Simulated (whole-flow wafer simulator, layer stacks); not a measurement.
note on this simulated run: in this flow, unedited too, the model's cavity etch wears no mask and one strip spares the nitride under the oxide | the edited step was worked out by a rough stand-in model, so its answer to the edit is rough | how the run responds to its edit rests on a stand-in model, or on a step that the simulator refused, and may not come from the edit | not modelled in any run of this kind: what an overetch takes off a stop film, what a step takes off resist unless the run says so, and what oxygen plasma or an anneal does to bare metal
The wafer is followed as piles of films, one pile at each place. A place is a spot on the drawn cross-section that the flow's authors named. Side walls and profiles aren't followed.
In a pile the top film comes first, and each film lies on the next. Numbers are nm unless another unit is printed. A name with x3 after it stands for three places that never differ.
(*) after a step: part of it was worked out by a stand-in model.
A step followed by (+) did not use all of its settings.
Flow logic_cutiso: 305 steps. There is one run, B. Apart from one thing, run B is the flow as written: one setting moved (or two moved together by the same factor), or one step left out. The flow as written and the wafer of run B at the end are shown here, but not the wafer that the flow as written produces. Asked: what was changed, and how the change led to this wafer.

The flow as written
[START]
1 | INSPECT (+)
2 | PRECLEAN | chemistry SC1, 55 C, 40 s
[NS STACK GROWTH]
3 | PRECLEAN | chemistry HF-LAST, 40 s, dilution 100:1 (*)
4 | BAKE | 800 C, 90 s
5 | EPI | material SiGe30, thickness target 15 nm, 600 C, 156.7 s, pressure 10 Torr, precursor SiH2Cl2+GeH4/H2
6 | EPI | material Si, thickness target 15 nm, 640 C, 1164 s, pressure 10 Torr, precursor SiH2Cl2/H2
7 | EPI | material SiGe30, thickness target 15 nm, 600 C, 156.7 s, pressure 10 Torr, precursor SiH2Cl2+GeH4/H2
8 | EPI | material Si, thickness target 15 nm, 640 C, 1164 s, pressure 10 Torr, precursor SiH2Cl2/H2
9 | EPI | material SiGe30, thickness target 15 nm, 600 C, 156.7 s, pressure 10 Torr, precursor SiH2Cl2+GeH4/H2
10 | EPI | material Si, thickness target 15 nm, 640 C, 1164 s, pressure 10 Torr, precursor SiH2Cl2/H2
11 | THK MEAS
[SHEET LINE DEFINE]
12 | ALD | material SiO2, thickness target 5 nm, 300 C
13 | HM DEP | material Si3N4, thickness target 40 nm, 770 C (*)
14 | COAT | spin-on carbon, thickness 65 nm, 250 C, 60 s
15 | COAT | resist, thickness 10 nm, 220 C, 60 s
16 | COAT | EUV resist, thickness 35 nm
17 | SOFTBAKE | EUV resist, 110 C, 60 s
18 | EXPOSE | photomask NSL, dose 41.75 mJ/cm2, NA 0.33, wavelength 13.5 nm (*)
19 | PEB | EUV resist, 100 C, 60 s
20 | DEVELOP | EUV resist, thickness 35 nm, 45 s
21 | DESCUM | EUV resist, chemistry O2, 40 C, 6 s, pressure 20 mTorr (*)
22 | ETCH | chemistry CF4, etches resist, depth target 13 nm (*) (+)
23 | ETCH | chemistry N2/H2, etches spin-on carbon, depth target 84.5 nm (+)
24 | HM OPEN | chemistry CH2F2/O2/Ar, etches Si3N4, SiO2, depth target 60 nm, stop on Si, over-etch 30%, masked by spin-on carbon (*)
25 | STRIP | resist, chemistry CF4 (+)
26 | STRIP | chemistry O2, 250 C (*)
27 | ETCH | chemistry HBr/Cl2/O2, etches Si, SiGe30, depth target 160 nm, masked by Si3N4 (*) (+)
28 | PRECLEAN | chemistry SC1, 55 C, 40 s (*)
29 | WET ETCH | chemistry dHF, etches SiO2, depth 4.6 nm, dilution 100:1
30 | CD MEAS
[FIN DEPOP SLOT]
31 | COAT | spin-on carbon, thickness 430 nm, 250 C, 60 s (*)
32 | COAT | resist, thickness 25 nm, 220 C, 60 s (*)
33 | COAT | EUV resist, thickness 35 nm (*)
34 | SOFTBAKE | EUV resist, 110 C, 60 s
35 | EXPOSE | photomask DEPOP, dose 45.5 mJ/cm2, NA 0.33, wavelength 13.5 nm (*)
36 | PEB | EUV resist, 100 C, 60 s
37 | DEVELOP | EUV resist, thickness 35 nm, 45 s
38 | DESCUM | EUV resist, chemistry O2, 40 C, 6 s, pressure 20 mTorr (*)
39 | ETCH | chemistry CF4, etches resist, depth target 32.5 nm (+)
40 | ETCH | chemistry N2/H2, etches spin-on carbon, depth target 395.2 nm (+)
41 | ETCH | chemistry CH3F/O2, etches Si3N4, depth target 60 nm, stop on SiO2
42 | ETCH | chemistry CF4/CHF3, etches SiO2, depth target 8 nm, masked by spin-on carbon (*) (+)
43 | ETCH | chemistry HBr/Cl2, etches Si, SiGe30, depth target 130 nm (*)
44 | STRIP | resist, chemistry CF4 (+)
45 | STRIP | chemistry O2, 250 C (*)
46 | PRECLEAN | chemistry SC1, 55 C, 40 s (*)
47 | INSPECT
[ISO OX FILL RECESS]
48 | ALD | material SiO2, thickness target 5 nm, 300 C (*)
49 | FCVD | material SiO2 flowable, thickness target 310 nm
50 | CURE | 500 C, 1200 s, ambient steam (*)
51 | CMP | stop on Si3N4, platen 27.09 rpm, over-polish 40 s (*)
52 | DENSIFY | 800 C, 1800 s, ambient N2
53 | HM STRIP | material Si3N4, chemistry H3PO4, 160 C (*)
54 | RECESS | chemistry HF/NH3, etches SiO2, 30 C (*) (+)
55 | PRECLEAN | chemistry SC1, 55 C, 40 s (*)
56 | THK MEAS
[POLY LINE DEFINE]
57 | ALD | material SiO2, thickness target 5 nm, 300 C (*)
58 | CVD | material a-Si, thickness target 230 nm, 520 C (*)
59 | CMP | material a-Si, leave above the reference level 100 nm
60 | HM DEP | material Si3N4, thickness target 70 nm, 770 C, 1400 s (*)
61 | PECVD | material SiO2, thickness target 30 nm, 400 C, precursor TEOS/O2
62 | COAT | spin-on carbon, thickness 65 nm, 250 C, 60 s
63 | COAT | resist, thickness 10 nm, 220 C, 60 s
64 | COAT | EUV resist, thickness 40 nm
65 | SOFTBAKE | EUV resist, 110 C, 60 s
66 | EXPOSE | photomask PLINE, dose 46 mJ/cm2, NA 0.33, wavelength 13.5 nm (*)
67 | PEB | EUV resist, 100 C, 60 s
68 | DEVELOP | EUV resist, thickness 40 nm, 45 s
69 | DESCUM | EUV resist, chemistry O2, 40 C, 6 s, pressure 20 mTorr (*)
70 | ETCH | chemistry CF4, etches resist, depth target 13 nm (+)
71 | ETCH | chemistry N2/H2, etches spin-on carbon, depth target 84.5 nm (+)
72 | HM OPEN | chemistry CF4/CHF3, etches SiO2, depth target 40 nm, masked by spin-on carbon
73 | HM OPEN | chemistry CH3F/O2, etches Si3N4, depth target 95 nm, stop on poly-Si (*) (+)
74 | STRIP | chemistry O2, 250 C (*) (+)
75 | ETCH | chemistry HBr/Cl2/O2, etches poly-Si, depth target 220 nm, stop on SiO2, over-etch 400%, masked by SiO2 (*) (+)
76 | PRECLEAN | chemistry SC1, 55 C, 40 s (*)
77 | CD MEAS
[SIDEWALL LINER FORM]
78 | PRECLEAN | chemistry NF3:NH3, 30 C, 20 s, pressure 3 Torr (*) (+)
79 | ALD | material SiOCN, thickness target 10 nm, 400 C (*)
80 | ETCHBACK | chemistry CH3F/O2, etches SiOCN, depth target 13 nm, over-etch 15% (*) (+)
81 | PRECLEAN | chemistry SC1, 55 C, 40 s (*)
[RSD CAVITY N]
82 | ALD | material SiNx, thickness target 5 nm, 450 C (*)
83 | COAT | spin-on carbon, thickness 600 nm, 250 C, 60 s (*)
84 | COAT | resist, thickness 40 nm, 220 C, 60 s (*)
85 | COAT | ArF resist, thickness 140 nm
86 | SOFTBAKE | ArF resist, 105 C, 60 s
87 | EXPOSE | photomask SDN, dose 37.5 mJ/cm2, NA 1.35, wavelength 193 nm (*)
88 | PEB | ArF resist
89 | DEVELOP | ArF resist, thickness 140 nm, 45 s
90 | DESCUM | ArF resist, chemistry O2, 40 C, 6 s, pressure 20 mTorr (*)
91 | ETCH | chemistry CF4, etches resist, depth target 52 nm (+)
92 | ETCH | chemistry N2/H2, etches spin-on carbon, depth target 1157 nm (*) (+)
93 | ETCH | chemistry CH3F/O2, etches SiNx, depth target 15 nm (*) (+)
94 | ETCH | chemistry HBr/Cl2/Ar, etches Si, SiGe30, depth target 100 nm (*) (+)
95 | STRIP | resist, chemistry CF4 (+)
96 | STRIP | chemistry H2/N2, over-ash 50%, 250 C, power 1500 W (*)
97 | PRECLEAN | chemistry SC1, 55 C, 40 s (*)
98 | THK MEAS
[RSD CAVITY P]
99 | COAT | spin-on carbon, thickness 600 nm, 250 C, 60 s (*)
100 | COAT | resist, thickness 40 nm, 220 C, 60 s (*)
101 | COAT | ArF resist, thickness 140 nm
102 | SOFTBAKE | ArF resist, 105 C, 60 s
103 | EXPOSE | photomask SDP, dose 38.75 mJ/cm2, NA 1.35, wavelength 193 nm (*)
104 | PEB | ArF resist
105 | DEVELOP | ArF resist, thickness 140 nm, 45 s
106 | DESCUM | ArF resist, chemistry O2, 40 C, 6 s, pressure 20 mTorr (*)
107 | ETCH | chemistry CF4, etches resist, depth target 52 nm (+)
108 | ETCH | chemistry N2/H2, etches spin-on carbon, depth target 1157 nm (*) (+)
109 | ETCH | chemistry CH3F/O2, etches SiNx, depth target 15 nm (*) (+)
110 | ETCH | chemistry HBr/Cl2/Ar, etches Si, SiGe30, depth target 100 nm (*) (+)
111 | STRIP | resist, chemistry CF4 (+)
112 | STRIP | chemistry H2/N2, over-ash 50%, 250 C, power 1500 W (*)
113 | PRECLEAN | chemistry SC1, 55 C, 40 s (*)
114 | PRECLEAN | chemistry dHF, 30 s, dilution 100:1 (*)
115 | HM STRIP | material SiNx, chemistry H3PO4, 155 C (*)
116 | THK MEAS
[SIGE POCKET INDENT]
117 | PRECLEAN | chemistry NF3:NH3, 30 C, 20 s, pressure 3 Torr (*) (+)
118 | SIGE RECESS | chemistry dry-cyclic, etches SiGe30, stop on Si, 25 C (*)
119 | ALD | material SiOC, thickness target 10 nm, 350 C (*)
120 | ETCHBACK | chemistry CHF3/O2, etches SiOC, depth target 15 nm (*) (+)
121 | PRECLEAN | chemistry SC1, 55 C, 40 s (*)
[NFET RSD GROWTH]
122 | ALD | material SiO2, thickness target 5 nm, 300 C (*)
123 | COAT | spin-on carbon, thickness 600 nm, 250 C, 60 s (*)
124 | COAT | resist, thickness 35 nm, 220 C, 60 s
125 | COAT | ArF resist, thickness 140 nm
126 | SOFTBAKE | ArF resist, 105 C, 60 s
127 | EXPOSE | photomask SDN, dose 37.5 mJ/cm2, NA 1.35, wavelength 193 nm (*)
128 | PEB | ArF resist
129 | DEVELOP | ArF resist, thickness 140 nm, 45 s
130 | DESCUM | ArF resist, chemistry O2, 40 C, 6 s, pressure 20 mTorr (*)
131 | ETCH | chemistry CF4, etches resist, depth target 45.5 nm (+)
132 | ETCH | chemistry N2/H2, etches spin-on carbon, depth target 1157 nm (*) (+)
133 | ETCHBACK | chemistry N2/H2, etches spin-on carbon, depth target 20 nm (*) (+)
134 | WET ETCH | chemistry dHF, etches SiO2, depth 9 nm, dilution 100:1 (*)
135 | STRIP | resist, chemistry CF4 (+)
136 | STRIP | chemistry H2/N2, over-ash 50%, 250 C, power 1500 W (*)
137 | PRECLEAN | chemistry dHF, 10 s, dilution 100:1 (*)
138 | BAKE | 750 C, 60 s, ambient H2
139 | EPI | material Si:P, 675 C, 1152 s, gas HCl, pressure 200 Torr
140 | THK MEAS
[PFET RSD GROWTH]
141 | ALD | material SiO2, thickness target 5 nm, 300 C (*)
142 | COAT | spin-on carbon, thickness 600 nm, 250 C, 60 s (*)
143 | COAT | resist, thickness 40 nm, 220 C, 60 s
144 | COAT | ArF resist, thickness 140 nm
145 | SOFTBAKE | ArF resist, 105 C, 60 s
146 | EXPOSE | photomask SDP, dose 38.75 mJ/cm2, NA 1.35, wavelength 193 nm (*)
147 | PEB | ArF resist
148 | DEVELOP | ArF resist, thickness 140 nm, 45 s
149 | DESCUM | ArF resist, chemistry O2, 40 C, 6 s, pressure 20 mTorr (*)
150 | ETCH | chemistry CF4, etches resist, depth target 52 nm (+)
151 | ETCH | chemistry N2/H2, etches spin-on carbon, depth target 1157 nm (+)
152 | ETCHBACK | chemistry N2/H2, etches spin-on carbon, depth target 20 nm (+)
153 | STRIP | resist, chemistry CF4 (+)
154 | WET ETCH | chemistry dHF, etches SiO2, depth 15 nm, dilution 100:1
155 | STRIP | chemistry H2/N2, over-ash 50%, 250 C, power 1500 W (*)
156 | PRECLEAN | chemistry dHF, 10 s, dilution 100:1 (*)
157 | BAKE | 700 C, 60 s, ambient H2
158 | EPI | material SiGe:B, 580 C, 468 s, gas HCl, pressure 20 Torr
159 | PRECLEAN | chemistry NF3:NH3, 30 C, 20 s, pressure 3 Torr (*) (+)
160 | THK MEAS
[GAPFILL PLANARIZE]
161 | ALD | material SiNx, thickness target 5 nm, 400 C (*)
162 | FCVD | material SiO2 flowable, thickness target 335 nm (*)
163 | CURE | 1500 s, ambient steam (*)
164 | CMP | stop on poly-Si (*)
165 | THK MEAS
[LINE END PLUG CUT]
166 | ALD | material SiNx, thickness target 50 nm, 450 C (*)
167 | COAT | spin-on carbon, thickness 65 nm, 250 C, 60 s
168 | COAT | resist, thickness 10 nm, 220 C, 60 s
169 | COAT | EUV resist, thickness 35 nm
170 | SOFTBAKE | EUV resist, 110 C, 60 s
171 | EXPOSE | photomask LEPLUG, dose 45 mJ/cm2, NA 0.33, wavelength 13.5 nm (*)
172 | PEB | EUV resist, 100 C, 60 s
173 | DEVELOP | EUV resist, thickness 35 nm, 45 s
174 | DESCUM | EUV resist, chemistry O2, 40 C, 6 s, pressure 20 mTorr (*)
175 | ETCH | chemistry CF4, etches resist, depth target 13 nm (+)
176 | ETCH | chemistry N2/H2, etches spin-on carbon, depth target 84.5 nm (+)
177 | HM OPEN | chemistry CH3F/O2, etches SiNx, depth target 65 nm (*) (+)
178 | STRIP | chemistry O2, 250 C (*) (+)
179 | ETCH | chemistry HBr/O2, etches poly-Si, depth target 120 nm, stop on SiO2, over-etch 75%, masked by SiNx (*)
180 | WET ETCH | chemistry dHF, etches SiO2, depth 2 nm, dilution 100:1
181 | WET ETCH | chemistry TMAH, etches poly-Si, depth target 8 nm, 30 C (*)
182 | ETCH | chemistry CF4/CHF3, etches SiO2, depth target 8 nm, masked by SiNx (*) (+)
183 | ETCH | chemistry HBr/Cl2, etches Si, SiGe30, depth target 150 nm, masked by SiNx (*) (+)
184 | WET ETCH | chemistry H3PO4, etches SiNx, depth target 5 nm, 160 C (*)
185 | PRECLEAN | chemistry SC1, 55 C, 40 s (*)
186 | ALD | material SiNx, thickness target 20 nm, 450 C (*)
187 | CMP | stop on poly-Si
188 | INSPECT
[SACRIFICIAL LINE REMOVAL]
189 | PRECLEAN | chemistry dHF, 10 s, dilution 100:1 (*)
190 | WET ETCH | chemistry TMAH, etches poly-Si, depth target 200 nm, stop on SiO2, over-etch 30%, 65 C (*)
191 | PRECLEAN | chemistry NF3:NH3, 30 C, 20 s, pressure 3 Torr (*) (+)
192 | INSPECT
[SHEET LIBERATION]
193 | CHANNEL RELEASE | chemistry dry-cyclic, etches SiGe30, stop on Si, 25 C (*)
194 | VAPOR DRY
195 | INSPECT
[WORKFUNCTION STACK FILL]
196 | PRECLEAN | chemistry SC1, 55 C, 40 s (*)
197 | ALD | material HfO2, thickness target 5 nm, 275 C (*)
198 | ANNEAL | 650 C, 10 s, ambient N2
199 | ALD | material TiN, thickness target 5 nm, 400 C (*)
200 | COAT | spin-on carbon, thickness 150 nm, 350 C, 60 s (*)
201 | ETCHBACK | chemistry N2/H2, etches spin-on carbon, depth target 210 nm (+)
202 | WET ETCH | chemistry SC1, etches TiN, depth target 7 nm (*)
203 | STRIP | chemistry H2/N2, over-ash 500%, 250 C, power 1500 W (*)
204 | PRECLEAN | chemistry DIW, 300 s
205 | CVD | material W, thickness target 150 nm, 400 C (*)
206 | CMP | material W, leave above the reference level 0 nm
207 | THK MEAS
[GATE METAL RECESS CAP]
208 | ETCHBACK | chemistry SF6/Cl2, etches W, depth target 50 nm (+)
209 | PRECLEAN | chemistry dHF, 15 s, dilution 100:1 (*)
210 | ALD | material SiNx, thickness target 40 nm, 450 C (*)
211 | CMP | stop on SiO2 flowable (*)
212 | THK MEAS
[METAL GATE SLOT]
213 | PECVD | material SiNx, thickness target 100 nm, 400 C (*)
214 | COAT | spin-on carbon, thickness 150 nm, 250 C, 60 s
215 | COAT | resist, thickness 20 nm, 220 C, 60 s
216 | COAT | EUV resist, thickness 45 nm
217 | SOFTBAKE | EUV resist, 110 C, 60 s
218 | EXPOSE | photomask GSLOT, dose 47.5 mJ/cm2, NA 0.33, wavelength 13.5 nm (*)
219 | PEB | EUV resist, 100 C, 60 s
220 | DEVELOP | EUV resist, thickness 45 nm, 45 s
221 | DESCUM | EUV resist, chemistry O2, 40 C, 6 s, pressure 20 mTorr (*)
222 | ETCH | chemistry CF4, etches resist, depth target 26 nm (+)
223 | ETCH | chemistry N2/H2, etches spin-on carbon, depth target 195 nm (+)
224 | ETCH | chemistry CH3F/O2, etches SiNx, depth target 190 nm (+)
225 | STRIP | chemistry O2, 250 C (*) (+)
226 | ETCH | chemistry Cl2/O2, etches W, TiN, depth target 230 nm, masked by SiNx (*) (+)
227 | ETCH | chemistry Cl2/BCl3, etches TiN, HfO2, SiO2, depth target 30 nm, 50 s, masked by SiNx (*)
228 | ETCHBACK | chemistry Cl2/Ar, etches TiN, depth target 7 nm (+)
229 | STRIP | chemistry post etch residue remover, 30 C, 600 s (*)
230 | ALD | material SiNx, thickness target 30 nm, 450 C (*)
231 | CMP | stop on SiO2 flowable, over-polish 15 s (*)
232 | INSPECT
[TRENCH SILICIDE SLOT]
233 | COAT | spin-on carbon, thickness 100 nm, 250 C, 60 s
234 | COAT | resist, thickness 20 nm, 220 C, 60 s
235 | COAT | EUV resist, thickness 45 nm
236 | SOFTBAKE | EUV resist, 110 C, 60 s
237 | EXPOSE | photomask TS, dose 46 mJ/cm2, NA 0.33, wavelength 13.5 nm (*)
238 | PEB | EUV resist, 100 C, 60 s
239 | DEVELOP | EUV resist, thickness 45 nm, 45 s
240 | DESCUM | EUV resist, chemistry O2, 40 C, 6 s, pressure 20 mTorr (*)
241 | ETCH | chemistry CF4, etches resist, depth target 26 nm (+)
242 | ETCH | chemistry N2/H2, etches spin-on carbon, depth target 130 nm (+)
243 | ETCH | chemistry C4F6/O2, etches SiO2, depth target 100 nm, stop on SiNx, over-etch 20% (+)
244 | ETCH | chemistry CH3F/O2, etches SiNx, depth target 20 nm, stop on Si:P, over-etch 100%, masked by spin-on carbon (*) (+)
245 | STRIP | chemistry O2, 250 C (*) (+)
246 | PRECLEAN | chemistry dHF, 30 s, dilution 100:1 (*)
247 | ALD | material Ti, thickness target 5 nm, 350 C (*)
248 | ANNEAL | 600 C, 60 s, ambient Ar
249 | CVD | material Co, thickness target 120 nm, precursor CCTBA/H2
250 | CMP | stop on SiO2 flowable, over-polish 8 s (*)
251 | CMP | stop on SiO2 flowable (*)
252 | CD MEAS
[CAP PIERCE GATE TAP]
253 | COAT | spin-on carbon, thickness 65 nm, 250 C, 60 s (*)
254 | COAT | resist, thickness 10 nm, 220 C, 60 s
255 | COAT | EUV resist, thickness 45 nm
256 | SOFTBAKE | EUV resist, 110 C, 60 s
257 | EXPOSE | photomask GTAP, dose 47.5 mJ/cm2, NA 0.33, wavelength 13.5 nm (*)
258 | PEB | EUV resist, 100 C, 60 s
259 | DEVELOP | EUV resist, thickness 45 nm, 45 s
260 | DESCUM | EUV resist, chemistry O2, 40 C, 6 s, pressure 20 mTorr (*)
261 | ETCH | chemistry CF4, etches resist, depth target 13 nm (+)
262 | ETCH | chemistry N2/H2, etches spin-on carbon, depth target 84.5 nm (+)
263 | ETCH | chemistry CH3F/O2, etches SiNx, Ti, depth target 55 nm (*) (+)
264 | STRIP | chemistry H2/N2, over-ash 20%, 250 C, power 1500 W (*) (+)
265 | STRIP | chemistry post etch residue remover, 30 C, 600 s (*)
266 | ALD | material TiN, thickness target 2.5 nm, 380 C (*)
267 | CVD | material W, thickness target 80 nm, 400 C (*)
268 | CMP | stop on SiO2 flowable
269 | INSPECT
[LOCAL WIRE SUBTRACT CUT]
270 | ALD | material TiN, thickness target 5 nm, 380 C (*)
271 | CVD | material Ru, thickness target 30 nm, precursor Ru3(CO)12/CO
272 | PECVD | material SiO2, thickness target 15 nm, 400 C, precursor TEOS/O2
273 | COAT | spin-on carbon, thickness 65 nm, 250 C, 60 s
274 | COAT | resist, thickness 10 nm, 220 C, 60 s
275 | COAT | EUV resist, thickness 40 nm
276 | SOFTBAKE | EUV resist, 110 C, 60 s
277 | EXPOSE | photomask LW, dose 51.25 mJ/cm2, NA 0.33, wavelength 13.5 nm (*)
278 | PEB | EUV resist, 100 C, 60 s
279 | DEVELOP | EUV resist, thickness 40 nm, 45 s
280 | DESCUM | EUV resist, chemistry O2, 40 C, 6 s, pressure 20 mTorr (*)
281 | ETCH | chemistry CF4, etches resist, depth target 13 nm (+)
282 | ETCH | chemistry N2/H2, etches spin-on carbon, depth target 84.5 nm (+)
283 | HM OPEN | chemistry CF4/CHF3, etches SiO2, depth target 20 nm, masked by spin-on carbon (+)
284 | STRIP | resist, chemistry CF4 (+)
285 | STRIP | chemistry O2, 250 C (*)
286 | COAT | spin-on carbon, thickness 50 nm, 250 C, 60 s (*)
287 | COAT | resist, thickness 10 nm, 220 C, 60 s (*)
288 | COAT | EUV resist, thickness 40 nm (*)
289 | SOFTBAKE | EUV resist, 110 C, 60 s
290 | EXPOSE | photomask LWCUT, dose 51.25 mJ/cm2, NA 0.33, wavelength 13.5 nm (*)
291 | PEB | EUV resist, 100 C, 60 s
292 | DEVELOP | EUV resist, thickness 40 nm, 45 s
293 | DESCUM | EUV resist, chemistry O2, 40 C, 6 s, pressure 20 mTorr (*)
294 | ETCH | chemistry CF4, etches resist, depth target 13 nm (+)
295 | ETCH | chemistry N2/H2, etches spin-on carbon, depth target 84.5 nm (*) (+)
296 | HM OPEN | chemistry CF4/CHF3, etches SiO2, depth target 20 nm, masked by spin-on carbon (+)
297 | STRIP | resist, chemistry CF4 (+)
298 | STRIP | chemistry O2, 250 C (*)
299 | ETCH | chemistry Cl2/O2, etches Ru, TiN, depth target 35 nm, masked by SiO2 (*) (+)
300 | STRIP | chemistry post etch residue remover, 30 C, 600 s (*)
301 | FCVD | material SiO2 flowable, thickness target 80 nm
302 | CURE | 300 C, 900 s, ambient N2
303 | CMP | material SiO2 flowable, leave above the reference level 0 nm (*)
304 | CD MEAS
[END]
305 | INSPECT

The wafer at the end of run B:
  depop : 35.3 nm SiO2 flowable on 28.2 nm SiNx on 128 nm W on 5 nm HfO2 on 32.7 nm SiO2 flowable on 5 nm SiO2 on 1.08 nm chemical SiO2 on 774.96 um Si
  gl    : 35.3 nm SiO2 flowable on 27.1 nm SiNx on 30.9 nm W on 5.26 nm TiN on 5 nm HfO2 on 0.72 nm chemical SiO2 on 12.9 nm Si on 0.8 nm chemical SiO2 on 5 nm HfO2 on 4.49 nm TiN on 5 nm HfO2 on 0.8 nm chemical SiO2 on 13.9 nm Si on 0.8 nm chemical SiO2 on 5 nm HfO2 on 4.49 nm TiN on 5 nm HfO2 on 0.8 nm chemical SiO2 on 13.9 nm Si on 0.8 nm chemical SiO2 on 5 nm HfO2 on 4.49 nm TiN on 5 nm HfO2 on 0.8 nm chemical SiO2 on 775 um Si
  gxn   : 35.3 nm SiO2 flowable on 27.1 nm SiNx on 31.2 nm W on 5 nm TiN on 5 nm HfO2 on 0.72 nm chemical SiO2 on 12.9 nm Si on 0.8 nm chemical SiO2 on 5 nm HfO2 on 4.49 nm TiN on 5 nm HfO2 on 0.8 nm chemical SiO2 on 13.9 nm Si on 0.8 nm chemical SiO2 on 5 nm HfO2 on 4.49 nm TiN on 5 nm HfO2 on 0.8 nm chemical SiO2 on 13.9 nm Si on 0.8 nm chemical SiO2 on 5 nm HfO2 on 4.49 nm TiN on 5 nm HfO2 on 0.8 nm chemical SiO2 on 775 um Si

What caused this: step 163, CURE: 638 s was run, whereas the flow has 1500 s.

Step by step, how the change led to this:
  163 | CURE | 1500 s, ambient steam (*)
      depop, dpovl, isow, ns, nsgap: SiO2 flowable loses 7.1 (in the flow as written it would be: SiO2 flowable loses 8.24)
      gfld, iso, lnri: SiO2 flowable loses 6.55 (in the flow as written it would be: SiO2 flowable loses 7.46)
      (as well as at 14 more places)
  246 | PRECLEAN | chemistry dHF, 30 s, dilution 100:1 (*)
      iso: SiO2 flowable loses 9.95 (in the flow as written it would be: SiO2 flowable loses 9.13)
      rsdx: SiO2 flowable loses 9.26 (in the flow as written it would be: SiO2 flowable loses 8.73)
  250 | CMP | stop on SiO2 flowable, over-polish 8 s (*)
      rsdx: Co loses 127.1 (in the flow as written it would be: Co loses 127.9 (all of it))
  251 | CMP | stop on SiO2 flowable (*)
      rsdx: Co loses 1.35 (all of it), Ti loses 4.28 (in the flow as written it would be: Ti loses 5 (all of it))
      iso: Co loses 2.03 (all of it), Ti loses 3.6 (in the flow as written it would be: Co loses 1.22 (all of it), Ti loses 4.34)
  265 | STRIP | chemistry post etch residue remover, 30 C, 600 s (*)
      rsdx: Ti loses 0.72 (all of it) (in the flow as written it would be: nothing)
      iso: Ti loses 1.4 (all of it) (in the flow as written it would be: Ti loses 0.66 (all of it))
  268 | CMP | stop on SiO2 flowable
      depop, dpovl, gfld and 9 more: W loses 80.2 (all of it), TiN loses 2.5 (all of it), SiNx loses 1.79 (in the flow as written it would be: W loses 80.2 (all of it), TiN loses 2.5 (all of it), SiNx loses 0.98)
      lnr, lnri, lnrp, lnrt: W loses 80 (all of it), TiN loses 2.5 (all of it), SiOCN loses 2.03 (in the flow as written it would be: W loses 80 (all of it), TiN loses 2.5 (all of it), SiOCN loses 1.22)
      (as well as at 3 more places)
